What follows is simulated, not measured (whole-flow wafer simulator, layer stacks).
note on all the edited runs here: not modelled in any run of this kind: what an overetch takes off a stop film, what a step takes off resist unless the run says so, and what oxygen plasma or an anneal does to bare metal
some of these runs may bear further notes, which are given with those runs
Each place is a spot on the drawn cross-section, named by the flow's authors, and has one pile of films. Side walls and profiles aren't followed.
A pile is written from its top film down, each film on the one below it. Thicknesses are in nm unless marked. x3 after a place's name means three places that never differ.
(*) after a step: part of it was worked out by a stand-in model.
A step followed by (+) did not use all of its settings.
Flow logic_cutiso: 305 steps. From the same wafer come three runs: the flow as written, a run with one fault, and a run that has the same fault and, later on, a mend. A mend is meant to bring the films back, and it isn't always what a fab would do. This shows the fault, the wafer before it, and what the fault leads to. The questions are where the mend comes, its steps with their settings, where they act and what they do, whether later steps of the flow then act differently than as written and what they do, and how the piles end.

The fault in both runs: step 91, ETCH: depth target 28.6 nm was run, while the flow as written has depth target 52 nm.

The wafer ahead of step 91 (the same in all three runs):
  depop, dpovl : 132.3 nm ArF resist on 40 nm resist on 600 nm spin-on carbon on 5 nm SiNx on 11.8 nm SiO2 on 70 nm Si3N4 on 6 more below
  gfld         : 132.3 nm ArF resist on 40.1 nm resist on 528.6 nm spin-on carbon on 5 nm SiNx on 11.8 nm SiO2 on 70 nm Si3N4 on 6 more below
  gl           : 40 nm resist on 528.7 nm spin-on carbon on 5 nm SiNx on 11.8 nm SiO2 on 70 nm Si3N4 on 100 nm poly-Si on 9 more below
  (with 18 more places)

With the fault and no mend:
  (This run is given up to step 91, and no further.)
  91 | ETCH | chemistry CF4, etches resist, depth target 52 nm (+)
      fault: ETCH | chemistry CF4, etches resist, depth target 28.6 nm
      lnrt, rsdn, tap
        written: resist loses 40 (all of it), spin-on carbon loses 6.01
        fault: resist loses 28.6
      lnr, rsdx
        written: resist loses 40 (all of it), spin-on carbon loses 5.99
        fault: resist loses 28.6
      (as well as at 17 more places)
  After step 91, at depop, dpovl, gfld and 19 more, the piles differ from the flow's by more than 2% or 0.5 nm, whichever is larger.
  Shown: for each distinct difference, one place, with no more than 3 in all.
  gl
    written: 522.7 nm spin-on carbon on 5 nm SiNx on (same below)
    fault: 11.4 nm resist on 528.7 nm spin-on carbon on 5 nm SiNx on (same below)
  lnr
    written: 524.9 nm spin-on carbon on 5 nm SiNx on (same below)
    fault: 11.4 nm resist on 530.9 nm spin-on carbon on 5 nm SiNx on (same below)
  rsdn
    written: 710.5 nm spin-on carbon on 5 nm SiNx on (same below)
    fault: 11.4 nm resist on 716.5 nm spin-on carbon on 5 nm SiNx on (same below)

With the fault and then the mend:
  The mend stands after step 91.
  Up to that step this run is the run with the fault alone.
  91a | ETCH | chemistry CF4, etches resist, depth target 23.4 nm (*) (+) (the flow's step 91, run once more with other settings)
      depop, dpovl, gfld and 12 more
        ArF resist loses 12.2
      gxn, lnr, rsdx
        resist loses 11.4 (all of it), spin-on carbon loses 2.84
      lnrt, rsdn
        resist loses 11.4 (all of it), spin-on carbon loses 2.86
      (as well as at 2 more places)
  Steps further on in the flow that do not act as written (2 other steps are not shown; they differ only slightly, by no more than 2% or 0.5 nm, whichever is larger):
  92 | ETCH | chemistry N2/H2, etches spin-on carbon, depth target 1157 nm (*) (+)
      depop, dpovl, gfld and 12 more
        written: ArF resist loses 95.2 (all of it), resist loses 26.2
        mend: ArF resist loses 99.7 (all of it), resist loses 26.2
  By the end, the piles equal the flow's at every place that both follow.
